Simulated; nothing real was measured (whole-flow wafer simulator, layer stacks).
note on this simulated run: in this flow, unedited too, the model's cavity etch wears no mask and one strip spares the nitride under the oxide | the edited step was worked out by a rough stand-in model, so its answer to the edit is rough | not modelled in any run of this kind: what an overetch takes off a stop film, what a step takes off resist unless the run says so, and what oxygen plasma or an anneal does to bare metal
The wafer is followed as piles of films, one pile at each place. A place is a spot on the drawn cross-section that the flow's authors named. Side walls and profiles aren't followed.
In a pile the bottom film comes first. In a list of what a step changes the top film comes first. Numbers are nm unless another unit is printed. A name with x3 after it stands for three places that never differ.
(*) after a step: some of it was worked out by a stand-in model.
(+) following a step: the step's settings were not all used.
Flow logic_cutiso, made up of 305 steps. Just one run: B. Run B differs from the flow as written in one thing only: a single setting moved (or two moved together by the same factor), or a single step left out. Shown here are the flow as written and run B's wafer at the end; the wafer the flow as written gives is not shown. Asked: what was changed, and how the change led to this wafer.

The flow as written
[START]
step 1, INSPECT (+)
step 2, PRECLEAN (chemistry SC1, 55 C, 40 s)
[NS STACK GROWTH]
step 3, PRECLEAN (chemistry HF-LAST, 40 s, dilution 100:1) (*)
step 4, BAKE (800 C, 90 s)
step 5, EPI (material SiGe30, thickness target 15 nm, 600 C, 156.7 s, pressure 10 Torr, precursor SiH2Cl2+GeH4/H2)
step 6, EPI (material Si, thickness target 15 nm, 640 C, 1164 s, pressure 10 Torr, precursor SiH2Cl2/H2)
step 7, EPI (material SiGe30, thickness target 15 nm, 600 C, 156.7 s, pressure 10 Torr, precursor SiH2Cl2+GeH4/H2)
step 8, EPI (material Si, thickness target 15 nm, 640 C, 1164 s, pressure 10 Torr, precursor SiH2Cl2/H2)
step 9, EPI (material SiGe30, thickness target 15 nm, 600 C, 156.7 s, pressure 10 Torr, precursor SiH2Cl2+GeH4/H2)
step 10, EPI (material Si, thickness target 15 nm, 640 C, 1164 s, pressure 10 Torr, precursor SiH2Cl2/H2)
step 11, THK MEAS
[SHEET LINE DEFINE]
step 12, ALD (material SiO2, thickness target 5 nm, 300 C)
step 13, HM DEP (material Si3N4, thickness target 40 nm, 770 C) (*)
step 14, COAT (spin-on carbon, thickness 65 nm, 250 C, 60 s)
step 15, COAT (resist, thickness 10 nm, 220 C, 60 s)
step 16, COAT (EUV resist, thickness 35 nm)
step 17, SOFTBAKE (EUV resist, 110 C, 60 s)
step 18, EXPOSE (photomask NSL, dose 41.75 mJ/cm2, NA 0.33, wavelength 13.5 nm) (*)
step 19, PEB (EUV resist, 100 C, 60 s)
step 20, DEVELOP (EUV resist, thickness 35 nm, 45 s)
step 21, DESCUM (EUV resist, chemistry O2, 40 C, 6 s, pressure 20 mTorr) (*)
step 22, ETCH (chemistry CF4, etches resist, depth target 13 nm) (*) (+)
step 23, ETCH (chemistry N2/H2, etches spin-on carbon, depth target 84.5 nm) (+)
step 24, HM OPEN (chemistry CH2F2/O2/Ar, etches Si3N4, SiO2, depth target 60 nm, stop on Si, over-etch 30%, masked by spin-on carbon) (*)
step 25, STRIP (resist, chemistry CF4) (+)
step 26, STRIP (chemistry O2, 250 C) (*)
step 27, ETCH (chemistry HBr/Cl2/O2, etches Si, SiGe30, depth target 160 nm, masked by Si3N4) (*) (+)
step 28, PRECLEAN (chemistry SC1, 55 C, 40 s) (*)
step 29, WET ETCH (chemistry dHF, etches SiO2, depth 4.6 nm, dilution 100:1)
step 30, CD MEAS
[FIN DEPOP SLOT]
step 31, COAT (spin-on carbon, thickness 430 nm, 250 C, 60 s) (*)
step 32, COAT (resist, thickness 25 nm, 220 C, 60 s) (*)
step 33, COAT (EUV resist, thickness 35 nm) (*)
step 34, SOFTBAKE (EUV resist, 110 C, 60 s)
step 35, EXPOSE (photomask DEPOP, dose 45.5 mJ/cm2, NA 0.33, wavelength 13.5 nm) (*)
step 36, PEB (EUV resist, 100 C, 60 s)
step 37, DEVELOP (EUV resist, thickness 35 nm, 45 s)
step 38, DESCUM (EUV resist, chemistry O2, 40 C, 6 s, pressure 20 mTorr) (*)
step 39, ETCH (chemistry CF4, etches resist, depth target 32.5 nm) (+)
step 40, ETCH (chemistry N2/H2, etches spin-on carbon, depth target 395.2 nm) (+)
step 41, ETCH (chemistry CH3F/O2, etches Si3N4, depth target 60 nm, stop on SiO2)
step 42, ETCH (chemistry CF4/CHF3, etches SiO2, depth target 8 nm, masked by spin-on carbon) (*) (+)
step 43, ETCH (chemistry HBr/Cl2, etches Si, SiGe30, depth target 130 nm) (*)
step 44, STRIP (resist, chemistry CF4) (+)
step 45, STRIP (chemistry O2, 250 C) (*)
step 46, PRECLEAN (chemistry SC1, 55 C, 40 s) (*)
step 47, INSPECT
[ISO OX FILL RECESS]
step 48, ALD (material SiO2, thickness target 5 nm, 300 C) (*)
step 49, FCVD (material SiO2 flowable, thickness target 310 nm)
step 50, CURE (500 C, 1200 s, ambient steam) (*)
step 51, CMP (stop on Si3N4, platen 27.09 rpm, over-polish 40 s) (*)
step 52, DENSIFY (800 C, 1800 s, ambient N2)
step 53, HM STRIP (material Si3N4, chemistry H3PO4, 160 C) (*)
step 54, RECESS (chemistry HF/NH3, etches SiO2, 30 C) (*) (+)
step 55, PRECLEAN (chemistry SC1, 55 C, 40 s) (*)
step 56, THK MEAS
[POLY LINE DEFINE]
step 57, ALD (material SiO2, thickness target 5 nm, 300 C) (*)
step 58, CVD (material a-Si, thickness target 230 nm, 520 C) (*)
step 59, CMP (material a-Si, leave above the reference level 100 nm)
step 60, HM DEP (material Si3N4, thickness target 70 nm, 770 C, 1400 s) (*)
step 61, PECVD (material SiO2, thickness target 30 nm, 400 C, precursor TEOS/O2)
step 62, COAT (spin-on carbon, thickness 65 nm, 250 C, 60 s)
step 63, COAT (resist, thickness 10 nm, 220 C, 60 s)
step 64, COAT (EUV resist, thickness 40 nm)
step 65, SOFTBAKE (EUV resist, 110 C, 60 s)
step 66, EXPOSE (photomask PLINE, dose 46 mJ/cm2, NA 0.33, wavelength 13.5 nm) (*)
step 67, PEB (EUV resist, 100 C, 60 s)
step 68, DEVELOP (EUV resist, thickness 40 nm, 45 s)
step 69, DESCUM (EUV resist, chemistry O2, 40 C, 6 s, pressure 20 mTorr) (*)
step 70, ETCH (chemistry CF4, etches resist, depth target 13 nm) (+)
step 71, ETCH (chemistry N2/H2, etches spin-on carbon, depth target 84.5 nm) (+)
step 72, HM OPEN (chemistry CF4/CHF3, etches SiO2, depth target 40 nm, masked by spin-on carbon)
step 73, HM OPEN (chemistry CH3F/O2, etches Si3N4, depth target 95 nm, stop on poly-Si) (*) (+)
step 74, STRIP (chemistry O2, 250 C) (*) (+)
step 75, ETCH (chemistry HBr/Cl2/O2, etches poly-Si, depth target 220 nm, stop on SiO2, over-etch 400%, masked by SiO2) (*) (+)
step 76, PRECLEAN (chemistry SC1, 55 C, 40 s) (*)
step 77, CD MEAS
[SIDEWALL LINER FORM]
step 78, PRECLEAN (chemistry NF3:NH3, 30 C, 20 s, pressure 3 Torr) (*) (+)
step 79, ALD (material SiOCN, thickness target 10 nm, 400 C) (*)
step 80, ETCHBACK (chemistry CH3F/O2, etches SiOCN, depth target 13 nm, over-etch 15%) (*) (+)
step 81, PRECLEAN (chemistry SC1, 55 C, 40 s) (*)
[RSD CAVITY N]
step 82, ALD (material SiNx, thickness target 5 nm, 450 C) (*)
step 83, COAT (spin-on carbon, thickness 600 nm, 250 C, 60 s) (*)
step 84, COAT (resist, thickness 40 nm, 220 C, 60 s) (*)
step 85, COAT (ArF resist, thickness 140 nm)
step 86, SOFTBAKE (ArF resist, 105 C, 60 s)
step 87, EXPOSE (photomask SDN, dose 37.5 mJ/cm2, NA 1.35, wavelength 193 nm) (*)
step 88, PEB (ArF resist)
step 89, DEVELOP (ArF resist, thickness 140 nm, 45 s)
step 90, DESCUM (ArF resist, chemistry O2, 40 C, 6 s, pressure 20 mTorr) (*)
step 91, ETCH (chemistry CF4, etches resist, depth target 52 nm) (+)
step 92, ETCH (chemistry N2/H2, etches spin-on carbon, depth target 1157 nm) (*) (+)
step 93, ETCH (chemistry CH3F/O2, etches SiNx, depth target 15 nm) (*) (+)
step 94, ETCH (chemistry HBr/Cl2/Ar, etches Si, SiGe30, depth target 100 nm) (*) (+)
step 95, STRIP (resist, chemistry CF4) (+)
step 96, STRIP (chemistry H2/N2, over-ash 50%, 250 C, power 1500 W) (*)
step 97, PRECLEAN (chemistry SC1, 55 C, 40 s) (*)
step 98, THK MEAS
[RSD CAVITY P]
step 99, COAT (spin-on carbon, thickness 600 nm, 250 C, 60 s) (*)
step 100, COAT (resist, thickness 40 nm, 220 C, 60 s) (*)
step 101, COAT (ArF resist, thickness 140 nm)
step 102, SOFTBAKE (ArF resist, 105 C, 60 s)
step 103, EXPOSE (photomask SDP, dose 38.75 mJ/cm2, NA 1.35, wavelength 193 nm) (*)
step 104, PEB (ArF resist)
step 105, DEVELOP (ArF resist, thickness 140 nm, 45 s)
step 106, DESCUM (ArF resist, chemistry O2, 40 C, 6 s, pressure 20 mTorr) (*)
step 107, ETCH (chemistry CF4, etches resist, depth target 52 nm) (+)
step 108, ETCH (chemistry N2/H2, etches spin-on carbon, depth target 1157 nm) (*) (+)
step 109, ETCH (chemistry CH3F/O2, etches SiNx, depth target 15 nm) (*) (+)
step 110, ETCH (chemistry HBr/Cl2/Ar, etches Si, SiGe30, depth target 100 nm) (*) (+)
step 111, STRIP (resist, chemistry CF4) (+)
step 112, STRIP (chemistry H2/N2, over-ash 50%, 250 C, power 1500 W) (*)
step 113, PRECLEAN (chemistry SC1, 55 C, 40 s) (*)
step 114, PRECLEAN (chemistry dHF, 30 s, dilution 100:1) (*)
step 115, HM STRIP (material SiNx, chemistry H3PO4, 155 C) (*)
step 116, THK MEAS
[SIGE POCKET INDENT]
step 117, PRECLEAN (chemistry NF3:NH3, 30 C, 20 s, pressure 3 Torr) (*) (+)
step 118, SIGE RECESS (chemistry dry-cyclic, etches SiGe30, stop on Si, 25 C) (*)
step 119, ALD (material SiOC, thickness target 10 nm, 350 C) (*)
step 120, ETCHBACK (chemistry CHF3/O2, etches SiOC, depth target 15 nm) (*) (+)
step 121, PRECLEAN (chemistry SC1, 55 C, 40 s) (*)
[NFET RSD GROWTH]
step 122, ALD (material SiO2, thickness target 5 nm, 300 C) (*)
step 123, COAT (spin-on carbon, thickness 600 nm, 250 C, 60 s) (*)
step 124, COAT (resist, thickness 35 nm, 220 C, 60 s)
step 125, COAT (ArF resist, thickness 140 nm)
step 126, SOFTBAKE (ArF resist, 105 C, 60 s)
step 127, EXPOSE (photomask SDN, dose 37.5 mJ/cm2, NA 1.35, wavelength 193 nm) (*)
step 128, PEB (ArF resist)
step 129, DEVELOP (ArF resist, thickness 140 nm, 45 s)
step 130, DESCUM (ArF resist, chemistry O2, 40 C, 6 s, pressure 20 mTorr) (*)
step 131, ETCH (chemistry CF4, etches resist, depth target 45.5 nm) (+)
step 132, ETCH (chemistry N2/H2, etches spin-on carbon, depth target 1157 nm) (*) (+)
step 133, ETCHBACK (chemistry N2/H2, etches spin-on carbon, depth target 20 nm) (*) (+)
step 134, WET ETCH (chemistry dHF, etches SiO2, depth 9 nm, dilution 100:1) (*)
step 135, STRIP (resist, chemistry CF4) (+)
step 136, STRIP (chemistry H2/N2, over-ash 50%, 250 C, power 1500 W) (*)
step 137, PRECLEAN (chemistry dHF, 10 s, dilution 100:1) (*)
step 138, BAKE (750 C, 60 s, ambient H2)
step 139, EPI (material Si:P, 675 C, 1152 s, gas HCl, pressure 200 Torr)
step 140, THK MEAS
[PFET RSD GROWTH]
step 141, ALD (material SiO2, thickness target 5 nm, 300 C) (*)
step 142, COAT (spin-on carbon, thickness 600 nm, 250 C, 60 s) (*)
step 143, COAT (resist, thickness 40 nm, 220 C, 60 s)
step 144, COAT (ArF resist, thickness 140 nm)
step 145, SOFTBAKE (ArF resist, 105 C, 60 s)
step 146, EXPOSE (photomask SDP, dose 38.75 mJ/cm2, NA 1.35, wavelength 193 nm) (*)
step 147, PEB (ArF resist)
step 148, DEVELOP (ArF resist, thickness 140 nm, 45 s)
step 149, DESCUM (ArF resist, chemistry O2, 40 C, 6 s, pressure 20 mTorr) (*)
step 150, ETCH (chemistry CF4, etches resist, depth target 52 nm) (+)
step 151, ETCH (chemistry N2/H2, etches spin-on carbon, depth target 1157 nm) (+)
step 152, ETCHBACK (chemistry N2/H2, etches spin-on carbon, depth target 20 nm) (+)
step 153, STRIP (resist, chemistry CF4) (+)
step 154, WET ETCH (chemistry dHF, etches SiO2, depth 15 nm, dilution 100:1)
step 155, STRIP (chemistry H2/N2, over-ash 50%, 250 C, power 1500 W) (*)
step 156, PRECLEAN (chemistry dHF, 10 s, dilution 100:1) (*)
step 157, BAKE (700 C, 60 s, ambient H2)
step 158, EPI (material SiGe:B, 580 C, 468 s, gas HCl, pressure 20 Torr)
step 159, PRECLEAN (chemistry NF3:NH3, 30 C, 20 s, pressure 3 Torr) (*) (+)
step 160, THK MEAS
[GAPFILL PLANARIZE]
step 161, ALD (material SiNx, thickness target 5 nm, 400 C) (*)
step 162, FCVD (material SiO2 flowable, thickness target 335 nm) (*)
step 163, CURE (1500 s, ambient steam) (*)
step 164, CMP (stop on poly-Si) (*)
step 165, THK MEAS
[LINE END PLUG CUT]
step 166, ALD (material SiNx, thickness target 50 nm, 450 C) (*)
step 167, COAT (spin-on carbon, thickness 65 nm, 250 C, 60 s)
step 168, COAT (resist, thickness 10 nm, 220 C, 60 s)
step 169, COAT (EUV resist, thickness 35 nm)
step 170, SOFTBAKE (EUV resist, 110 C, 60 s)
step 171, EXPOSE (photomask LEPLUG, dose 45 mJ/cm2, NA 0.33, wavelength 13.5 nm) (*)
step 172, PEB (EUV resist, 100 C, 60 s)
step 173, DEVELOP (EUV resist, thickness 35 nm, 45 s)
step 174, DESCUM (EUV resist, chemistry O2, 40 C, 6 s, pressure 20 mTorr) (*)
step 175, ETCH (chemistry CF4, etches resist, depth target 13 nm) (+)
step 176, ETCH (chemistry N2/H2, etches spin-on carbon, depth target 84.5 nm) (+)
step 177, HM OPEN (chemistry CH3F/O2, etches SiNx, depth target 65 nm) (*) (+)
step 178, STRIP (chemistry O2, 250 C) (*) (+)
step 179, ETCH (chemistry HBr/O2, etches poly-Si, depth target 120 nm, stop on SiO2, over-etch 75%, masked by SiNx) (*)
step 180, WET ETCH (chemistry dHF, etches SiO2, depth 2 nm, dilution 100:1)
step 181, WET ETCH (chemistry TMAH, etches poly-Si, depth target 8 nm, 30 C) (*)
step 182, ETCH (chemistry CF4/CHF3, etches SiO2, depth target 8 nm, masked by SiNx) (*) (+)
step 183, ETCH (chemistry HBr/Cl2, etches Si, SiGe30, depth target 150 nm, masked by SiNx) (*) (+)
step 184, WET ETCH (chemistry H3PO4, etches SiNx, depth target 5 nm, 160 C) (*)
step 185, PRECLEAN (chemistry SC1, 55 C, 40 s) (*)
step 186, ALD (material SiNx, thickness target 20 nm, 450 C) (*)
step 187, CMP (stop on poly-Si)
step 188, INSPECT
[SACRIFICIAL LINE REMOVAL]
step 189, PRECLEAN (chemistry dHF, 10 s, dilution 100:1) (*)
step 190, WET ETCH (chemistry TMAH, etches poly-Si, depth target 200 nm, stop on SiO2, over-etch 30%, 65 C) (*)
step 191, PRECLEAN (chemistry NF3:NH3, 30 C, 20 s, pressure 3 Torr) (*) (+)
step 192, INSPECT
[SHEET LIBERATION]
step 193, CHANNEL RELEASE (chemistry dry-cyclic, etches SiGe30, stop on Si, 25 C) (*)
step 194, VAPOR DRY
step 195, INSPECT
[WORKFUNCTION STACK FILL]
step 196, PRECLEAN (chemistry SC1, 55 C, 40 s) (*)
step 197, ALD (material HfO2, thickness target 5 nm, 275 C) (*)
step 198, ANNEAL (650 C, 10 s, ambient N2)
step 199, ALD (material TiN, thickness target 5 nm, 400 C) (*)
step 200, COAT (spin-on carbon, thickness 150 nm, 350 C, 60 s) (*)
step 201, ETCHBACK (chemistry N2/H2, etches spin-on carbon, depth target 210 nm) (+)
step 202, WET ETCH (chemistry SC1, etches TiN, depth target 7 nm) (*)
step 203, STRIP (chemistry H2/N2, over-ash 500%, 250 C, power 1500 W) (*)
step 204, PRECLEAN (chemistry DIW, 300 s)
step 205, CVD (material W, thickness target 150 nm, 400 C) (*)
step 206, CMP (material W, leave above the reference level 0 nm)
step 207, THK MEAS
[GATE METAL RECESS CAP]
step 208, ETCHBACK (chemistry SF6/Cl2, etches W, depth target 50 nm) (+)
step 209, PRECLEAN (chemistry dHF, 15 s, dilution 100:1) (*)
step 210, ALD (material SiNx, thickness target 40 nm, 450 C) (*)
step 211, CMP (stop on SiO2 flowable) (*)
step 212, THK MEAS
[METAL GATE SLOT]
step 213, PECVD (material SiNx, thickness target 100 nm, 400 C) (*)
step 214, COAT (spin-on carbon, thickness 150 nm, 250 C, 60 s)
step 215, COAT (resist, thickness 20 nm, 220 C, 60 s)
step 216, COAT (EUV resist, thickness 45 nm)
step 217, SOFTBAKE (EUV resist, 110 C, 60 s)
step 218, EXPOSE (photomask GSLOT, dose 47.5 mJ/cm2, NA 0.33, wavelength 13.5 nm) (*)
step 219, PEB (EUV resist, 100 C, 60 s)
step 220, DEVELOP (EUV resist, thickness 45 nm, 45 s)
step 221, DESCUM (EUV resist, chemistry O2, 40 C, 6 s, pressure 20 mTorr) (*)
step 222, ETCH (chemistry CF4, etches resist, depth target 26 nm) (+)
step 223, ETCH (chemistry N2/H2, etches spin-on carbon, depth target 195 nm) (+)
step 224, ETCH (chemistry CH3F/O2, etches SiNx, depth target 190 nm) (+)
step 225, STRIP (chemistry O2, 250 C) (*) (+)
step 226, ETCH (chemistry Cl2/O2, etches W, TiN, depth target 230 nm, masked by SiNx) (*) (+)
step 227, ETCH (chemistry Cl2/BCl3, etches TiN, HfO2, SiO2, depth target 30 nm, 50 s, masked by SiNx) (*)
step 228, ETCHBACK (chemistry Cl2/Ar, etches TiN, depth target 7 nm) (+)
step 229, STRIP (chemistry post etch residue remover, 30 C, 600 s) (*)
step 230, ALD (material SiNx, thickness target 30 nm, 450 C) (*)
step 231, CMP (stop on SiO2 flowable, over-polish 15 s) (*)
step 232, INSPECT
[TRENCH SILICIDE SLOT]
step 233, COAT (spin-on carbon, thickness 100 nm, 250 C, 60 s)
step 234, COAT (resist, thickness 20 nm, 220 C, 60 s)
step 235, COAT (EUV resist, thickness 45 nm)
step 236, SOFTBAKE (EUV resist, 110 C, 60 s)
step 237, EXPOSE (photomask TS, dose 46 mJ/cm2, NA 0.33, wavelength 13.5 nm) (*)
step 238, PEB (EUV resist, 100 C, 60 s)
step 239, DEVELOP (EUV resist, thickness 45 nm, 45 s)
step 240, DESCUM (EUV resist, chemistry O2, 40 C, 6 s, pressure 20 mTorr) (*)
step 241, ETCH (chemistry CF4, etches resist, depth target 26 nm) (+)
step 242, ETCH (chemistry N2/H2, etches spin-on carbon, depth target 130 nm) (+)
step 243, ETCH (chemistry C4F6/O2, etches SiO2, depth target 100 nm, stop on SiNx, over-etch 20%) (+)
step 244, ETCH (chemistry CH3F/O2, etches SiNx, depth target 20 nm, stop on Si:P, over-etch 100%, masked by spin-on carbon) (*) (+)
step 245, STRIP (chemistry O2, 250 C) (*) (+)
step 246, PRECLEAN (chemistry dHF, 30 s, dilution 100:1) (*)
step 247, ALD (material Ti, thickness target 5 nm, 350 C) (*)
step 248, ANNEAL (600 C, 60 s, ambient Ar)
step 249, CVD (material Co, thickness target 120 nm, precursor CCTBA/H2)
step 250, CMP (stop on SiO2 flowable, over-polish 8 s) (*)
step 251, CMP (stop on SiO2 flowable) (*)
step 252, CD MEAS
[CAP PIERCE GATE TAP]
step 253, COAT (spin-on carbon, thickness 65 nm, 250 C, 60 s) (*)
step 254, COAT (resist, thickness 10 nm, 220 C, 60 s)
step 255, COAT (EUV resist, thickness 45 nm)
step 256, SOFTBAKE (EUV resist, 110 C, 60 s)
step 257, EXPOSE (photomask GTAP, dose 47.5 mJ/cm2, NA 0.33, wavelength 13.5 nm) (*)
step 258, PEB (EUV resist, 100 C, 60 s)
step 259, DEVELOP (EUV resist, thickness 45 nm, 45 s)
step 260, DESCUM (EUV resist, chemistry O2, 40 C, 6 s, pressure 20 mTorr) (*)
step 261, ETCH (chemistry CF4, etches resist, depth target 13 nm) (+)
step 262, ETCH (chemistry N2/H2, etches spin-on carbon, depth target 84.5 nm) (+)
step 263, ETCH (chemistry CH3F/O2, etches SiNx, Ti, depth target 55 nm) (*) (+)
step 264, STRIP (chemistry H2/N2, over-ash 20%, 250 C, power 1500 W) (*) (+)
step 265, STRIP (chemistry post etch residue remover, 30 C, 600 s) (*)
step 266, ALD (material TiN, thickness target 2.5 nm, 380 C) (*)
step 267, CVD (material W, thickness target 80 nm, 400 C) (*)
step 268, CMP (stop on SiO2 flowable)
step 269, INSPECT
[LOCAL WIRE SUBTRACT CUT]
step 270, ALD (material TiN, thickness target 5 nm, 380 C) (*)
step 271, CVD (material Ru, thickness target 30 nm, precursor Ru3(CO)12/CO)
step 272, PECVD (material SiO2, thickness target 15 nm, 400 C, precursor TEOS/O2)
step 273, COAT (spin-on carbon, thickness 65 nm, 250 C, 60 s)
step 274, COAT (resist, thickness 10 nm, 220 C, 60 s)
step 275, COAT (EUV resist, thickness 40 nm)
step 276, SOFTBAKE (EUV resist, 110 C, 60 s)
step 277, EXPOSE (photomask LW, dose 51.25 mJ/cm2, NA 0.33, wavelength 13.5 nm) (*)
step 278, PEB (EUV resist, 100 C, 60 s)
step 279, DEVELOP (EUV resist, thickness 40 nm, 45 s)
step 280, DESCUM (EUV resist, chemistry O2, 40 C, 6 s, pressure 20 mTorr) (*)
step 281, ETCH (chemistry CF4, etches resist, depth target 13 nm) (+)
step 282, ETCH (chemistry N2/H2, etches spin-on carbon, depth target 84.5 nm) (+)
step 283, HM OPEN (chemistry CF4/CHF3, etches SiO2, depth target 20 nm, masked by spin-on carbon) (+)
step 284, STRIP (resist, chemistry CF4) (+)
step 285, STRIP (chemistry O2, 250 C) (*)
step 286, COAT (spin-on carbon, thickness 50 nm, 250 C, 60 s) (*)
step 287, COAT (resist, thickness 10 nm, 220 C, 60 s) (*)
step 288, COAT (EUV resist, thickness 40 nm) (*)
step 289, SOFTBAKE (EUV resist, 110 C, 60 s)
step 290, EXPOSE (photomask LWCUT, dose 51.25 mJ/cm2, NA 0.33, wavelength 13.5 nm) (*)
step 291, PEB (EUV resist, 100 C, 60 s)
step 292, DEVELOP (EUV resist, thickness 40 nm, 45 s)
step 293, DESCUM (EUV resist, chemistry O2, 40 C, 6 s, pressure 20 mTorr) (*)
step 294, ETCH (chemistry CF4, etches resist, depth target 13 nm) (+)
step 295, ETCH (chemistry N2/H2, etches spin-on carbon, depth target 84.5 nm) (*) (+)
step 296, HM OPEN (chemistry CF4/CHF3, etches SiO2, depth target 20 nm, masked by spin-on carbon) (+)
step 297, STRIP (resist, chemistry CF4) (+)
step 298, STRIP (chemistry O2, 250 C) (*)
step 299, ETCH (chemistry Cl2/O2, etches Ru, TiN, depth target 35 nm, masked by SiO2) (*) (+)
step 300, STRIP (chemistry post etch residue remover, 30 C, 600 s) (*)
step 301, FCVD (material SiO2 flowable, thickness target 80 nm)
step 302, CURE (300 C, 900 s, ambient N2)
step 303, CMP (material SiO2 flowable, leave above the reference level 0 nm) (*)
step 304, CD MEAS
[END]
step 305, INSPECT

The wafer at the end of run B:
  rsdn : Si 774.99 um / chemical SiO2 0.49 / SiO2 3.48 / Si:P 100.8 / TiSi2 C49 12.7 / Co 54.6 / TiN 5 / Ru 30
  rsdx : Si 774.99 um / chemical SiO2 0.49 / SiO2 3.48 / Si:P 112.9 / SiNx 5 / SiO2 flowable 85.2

The reason: step 132, ETCH: depth target 752 nm was run, while the flow as written has depth target 1157 nm.

The path from the change to this, step by step:
  step 132, ETCH (chemistry N2/H2, etches spin-on carbon, depth target 1157 nm) (*) (+)
      rsdn, rsdx: -752 spin-on carbon (in the flow as written it would be: -778.1 spin-on carbon (all of it))
      depop, dpovl, gfld and 12 more: -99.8 ArF resist (all of it), -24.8 resist (in the flow as written it would be: -99.8 ArF resist (all of it), -25.7 resist)
      (and at 1 other place as well)
  step 133, ETCHBACK (chemistry N2/H2, etches spin-on carbon, depth target 20 nm) (*) (+)
      rsdn, rsdx: -20 spin-on carbon (in the flow as written it would be: -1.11 SiO2)
      gxn: -1.26 SiO2 (all of it) (in the flow as written it would be: -0.7 SiO2 (all of it), -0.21 Si3N4)
  step 134, WET ETCH (chemistry dHF, etches SiO2, depth 9 nm, dilution 100:1) (*)
      rsdn, rsdx: nothing (in the flow as written it would be: -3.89 SiO2 (all of it), -0.49 chemical SiO2 (all of it))
  step 135, STRIP (resist, chemistry CF4) (+)
      depop, dpovl, gfld and 12 more: -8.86 resist (all of it) (in the flow as written it would be: -7.93 resist (all of it))
      lnr, lnrt: -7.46 SiOCN (in the flow as written it would be: -6.67 SiOCN)
      (and at 3 other places as well)
  step 136, STRIP (chemistry H2/N2, over-ash 50%, 250 C, power 1500 W) (*)
      rsdn, rsdx: -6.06 spin-on carbon (all of it) (in the flow as written it would be: nothing)
  step 137, PRECLEAN (chemistry dHF, 10 s, dilution 100:1) (*)
      rsdn, rsdx: -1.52 SiO2 (in the flow as written it would be: nothing)
  step 139, EPI (material Si:P, 675 C, 1152 s, gas HCl, pressure 200 Torr)
      rsdn, rsdx: +112.9 Si:P (new film) (in the flow as written it would be: +116.9 Si:P (new film))
  step 164, CMP (stop on poly-Si) (*)
      gl: -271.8 SiO2 flowable (all of it), -5 SiNx (all of it), -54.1 Si3N4 (all of it) (in the flow as written it would be: -270.7 SiO2 flowable (all of it), -5 SiNx (all of it), -55.3 Si3N4 (all of it))
